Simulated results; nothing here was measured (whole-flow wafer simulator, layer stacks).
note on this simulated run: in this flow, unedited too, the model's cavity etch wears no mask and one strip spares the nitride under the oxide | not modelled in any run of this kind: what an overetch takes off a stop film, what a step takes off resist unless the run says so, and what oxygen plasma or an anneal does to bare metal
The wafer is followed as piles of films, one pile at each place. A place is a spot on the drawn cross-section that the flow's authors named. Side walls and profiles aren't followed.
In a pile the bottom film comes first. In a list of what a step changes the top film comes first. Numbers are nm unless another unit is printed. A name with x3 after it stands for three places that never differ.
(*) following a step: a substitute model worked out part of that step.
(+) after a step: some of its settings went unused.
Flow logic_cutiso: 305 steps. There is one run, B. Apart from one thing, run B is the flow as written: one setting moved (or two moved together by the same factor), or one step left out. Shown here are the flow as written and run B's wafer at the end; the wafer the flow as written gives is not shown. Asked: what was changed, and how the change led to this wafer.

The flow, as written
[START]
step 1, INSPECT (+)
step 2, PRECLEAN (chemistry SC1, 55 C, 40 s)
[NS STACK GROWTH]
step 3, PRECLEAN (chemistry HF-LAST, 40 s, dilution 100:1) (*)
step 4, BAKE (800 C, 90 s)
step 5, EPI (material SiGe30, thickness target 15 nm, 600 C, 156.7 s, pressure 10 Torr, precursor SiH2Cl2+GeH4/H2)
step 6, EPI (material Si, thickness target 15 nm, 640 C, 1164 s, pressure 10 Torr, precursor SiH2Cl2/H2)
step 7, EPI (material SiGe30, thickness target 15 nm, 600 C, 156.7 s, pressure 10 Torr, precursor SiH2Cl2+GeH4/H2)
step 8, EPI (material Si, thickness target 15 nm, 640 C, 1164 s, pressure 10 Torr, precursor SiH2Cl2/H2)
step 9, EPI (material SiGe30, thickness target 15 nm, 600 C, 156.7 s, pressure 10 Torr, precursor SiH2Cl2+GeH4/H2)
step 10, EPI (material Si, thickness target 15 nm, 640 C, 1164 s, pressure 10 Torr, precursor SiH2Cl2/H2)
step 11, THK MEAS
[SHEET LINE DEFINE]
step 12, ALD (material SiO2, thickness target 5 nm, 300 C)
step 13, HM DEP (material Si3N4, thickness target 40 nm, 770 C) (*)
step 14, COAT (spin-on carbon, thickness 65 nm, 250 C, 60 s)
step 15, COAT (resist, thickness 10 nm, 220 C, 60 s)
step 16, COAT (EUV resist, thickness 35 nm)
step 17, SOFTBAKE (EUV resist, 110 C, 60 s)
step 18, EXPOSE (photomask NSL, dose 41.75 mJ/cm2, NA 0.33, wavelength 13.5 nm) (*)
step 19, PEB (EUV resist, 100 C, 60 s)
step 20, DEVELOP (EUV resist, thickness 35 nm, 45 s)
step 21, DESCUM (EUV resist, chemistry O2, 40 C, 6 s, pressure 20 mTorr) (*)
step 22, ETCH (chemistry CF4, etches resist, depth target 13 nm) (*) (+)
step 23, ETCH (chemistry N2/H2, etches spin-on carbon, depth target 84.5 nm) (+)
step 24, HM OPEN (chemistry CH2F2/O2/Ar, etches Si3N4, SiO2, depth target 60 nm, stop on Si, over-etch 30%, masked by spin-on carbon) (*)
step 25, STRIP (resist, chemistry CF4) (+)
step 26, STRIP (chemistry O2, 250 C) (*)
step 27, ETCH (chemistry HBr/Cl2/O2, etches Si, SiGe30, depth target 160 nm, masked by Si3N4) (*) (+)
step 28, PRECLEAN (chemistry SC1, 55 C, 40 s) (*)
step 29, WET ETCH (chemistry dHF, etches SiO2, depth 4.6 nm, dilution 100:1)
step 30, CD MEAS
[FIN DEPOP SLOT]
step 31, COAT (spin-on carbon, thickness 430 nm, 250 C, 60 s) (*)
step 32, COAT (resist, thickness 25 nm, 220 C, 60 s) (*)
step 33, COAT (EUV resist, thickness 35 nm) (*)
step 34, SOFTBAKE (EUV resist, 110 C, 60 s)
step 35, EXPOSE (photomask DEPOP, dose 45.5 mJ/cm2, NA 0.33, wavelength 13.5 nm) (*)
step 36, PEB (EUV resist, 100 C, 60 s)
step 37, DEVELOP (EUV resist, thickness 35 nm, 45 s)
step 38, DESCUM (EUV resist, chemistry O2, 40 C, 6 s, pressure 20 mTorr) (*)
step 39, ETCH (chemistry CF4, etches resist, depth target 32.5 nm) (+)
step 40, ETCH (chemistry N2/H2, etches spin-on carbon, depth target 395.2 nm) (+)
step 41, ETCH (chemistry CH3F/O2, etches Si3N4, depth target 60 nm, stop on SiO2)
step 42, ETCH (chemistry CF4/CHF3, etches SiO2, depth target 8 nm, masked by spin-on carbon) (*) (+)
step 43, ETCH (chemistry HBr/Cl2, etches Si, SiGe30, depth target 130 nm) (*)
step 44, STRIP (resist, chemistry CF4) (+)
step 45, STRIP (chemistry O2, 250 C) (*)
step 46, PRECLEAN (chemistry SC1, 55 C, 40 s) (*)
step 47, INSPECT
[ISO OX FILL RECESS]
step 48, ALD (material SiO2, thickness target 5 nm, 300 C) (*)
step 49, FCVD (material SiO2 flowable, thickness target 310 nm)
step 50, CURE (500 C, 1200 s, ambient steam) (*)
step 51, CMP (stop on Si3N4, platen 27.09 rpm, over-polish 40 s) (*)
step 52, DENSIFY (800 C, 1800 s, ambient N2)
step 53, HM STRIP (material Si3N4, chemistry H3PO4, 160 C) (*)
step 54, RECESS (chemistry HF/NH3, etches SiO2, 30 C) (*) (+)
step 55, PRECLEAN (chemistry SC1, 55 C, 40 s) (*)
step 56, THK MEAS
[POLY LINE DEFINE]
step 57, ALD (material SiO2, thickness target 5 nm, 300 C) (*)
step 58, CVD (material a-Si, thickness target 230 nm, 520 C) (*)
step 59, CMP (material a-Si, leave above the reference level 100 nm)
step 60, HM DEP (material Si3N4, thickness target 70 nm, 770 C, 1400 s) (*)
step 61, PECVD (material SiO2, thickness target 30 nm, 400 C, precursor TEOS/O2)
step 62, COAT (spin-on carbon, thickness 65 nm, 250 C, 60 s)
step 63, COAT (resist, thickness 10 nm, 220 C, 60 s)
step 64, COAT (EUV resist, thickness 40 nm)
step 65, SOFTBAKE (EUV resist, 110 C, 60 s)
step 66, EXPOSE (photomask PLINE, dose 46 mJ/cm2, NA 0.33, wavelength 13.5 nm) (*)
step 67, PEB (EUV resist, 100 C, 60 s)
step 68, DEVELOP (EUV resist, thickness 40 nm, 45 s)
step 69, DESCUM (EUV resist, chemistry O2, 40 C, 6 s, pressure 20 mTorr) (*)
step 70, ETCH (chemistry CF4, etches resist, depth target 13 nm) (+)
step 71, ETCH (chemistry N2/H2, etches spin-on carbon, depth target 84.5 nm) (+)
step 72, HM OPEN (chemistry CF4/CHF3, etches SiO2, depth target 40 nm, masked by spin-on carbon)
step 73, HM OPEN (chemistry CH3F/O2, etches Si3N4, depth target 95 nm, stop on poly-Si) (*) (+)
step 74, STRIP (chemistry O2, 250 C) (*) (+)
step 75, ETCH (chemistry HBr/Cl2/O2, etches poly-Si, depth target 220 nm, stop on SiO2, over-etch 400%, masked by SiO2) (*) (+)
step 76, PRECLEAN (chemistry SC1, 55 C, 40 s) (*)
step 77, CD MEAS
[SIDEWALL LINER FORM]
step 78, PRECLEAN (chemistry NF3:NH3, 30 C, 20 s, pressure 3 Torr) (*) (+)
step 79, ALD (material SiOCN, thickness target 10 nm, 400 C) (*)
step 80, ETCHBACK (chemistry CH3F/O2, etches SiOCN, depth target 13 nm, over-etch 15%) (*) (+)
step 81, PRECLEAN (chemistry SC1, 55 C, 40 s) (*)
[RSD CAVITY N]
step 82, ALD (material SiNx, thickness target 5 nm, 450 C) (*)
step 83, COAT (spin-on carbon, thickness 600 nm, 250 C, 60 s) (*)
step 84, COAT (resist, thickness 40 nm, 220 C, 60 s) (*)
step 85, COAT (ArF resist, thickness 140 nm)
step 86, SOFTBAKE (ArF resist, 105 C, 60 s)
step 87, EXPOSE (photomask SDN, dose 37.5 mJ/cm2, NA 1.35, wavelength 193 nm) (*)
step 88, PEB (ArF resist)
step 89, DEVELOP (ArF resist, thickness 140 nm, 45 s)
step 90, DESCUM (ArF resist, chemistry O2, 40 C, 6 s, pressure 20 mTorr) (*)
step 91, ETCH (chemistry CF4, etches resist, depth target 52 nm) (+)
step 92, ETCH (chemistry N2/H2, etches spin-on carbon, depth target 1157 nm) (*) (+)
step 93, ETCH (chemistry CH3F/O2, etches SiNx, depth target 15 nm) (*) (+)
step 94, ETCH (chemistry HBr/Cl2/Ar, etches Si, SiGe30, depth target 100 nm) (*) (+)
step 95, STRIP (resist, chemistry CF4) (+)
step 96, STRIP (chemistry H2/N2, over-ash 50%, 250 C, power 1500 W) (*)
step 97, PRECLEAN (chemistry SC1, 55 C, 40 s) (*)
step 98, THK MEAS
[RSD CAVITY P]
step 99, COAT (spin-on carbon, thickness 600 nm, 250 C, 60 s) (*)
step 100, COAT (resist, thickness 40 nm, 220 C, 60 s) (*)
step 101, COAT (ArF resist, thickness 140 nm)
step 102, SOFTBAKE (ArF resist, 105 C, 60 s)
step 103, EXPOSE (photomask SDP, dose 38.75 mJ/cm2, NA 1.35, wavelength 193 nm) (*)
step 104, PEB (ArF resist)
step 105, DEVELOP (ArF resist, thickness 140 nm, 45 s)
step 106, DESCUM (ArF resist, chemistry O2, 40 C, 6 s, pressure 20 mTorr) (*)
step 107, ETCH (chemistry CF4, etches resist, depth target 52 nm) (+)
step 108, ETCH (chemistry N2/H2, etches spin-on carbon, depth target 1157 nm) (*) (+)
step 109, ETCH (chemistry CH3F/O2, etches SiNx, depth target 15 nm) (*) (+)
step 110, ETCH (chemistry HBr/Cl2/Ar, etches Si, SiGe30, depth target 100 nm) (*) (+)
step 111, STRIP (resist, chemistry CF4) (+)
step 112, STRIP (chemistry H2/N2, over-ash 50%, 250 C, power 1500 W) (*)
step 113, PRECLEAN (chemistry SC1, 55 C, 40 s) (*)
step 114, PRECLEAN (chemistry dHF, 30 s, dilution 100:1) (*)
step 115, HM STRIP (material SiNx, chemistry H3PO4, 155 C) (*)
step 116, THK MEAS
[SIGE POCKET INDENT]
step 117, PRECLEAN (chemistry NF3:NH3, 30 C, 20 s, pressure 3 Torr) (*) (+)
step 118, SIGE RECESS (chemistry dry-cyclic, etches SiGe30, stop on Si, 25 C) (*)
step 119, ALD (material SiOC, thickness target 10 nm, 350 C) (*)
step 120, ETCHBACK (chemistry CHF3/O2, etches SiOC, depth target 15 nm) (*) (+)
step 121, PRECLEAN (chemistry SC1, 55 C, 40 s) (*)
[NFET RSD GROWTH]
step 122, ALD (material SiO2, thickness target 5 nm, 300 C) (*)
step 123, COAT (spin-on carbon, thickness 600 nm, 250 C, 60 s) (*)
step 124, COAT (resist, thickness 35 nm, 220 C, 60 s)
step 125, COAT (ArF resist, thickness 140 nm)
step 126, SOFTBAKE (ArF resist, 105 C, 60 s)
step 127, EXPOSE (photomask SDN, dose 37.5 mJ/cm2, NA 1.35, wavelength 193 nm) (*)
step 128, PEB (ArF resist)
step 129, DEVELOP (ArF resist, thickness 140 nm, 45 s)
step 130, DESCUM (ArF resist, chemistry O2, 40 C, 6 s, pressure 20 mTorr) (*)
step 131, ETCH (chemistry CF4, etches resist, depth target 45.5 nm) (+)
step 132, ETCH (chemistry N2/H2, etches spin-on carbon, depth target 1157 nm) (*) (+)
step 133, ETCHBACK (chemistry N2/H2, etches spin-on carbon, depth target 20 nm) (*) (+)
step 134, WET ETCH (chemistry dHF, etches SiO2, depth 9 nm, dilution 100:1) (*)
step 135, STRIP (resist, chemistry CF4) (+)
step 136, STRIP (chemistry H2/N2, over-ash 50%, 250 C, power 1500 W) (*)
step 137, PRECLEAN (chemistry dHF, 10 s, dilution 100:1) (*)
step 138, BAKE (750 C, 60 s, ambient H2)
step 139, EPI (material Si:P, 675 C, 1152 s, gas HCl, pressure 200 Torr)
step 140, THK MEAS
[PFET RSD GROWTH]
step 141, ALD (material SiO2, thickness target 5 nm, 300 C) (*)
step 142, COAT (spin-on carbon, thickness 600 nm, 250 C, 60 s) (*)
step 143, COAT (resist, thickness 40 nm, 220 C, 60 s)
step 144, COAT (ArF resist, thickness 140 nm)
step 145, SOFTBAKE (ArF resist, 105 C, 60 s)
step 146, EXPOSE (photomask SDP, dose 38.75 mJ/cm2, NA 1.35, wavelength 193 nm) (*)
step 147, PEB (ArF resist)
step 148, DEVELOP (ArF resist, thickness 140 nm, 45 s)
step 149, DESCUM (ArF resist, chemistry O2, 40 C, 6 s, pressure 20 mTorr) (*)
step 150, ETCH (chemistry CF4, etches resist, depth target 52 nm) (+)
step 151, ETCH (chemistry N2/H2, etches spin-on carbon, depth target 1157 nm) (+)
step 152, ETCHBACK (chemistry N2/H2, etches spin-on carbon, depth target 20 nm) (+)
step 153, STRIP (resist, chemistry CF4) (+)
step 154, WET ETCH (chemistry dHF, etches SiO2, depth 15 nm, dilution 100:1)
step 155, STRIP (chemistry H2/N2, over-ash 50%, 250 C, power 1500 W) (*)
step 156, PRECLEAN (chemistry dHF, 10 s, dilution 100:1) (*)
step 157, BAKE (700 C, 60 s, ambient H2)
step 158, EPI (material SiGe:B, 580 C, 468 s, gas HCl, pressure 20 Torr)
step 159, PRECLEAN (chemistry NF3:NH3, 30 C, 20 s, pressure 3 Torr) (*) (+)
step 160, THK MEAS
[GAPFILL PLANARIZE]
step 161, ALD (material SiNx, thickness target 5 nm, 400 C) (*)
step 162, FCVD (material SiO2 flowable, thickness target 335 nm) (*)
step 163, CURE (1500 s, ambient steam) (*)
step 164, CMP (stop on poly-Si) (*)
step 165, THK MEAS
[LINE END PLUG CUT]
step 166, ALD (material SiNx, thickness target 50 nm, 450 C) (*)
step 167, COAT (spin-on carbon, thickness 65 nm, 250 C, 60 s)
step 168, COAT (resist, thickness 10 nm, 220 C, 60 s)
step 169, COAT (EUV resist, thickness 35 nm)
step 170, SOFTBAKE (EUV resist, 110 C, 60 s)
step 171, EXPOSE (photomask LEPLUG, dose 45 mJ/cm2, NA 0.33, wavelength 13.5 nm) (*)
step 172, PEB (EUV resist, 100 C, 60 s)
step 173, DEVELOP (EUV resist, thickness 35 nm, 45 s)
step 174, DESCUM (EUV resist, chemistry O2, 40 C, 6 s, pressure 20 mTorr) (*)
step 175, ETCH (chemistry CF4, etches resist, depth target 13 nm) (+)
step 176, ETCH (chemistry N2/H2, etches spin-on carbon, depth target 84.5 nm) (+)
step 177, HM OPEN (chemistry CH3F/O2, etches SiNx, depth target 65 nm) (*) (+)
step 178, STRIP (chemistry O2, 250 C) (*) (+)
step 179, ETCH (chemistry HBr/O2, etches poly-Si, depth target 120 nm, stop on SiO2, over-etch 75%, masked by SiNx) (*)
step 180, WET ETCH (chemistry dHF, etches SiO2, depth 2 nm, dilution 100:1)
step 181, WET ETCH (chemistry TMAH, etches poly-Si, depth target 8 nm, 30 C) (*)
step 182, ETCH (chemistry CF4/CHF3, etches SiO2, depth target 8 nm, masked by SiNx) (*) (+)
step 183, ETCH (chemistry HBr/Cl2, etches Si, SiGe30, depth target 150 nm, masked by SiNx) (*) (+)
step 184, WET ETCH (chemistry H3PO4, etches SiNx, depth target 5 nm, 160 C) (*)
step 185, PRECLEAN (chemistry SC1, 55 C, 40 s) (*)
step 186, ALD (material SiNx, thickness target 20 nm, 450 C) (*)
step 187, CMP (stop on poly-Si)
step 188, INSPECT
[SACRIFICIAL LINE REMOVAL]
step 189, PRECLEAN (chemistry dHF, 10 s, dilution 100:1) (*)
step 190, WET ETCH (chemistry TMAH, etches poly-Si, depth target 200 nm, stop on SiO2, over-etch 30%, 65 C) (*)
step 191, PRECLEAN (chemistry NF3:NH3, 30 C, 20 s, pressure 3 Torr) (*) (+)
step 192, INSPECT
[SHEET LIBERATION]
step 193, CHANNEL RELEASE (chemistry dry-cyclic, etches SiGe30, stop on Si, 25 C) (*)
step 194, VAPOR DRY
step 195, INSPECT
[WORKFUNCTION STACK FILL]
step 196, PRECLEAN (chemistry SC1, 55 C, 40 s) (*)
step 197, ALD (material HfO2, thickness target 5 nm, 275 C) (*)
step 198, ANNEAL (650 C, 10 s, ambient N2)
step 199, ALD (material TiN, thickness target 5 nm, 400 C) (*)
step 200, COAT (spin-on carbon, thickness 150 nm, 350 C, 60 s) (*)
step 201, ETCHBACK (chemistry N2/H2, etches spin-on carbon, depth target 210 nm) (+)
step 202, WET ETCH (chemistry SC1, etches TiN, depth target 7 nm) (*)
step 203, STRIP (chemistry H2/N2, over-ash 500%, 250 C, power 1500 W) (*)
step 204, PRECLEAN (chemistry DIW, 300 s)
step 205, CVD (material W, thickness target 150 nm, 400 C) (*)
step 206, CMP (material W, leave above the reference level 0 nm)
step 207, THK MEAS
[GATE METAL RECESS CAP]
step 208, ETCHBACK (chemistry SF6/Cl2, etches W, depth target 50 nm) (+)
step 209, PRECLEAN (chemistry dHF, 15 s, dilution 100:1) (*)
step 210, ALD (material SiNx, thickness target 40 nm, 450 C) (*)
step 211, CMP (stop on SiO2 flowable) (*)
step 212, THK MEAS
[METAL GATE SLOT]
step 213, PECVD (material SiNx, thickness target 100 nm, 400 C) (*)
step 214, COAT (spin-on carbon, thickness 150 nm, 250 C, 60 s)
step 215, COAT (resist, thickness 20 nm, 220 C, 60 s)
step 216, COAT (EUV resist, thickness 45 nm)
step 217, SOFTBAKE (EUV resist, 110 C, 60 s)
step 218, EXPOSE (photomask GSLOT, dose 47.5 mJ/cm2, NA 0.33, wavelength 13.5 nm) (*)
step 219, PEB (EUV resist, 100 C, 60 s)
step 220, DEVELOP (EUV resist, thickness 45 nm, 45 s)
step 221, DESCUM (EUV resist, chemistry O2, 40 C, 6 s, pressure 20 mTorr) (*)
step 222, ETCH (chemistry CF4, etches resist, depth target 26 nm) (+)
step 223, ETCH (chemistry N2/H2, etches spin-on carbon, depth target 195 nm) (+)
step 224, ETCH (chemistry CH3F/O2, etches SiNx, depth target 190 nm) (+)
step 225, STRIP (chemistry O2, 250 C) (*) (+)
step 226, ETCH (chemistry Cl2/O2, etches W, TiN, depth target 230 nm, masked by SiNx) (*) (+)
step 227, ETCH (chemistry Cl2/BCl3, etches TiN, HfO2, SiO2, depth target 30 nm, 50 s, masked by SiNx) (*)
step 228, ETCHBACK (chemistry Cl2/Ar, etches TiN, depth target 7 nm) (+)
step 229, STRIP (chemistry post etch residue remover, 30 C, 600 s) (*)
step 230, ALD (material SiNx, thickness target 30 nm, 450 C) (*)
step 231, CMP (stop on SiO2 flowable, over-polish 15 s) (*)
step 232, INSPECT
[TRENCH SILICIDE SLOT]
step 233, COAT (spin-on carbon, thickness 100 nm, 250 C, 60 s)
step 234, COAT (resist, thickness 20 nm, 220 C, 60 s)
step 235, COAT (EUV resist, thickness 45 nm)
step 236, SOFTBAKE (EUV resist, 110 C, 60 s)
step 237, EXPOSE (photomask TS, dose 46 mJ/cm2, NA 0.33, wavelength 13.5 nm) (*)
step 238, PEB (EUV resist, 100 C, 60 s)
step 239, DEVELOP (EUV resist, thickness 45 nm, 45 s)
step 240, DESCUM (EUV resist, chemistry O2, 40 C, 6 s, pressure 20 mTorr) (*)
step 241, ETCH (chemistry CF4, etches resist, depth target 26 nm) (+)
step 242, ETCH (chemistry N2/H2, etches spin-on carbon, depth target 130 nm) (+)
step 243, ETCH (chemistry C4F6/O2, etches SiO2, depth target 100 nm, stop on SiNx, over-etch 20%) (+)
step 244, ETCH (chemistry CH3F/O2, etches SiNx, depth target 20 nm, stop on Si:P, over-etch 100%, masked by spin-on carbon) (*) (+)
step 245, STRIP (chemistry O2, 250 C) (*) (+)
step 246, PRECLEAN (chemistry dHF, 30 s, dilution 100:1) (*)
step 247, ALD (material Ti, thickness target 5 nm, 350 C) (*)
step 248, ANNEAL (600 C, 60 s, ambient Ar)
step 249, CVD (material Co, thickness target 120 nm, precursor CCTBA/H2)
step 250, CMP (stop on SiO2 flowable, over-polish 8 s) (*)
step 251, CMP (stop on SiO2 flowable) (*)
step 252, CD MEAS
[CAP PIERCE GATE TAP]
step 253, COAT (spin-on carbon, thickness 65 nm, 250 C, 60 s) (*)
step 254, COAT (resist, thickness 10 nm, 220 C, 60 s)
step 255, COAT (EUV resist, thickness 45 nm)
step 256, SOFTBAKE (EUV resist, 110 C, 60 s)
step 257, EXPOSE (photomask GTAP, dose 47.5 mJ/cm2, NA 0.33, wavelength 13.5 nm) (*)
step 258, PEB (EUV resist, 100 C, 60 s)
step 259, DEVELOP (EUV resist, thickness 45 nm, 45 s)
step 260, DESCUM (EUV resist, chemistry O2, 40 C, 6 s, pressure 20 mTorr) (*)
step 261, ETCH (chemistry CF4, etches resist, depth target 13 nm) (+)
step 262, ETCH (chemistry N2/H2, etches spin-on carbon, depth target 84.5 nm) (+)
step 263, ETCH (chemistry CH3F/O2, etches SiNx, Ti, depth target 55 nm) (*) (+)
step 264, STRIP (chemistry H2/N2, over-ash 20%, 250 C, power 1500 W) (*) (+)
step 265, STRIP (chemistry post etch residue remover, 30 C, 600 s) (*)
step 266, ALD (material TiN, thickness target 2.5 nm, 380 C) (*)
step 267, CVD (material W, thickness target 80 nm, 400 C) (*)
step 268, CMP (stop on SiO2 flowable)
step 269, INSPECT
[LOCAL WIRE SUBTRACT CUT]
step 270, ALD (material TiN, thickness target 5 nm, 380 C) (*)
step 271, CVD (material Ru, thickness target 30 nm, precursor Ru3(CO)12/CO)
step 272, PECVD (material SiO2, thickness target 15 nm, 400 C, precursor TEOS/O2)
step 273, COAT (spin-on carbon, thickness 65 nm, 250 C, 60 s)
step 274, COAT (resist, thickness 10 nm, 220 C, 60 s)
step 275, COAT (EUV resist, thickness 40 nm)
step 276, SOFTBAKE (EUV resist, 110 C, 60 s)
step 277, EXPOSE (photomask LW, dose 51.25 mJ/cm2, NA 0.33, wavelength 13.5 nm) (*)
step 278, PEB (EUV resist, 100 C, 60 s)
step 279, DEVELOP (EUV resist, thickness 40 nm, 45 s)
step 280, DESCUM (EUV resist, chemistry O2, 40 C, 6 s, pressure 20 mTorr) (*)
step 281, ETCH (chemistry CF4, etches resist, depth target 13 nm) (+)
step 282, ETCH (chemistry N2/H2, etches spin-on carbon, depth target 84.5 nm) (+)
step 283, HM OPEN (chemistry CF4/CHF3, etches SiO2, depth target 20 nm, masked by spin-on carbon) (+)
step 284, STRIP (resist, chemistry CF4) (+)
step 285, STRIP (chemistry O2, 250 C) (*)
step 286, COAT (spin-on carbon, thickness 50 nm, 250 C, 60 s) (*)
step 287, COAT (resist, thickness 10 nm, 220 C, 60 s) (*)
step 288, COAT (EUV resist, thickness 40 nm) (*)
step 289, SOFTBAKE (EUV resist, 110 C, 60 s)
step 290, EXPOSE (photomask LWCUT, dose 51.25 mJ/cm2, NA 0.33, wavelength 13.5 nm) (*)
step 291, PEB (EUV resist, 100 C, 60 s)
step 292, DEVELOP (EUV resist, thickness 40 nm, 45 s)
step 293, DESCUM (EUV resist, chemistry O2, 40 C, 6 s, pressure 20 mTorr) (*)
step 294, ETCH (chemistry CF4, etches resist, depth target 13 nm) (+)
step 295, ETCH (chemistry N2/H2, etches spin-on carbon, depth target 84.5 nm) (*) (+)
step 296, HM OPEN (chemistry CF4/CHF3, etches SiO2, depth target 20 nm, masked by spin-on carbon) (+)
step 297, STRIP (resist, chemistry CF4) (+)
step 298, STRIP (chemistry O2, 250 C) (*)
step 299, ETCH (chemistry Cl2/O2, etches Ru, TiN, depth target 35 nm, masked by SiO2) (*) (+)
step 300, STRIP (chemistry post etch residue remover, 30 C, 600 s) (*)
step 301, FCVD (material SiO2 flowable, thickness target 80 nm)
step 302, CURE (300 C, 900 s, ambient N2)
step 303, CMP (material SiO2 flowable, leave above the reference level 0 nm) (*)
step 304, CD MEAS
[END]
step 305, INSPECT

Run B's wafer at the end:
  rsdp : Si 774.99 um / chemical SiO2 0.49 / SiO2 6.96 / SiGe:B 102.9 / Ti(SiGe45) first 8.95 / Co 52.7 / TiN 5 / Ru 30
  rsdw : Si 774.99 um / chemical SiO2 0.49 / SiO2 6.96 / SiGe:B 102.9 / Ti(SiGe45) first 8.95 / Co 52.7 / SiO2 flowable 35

What caused this: step 151, ETCH: depth target 752 nm was run, whereas the flow has depth target 1157 nm.

Step by step, how the change led to this:
  step 151, ETCH (chemistry N2/H2, etches spin-on carbon, depth target 1157 nm) (+)
      rsdp, rsdw: spin-on carbon loses 752 (as written it would have been: spin-on carbon loses 800.8 (all of it))
      depop, dpovl, gfld and 14 more: ArF resist loses 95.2 (all of it), resist loses 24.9 (as written it would have been: ArF resist loses 95.2 (all of it), resist loses 26.7)
      (also at 3 further places)
  step 152, ETCHBACK (chemistry N2/H2, etches spin-on carbon, depth target 20 nm) (+)
      rsdp, rsdw: spin-on carbon loses 20 (as written it would have been: SiO2 loses 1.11)
  step 153, STRIP (resist, chemistry CF4) (+)
      rsdp: nothing (as written it would have been: SiO2 loses 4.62)
      rsdw: nothing (as written it would have been: SiO2 loses 5.11)
      (also at 20 further places)
  step 154, WET ETCH (chemistry dHF, etches SiO2, depth 15 nm, dilution 100:1)
      rsdp: nothing (as written it would have been: SiO2 loses 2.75 (all of it), chemical SiO2 loses 0.49 (all of it))
      rsdw: nothing (as written it would have been: SiO2 loses 2.25 (all of it), chemical SiO2 loses 0.49 (all of it))
  step 155, STRIP (chemistry H2/N2, over-ash 50%, 250 C, power 1500 W) (*)
      rsdp, rsdw: spin-on carbon loses 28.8 (all of it) (as written it would have been: nothing)
  step 156, PRECLEAN (chemistry dHF, 10 s, dilution 100:1) (*)
      rsdp, rsdw: SiO2 loses 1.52 (as written it would have been: nothing)
  step 158, EPI (material SiGe:B, 580 C, 468 s, gas HCl, pressure 20 Torr)
      rsdp, rsdw: SiGe:B gains 109.4 (new film) (as written it would have been: SiGe:B gains 116.8 (new film))
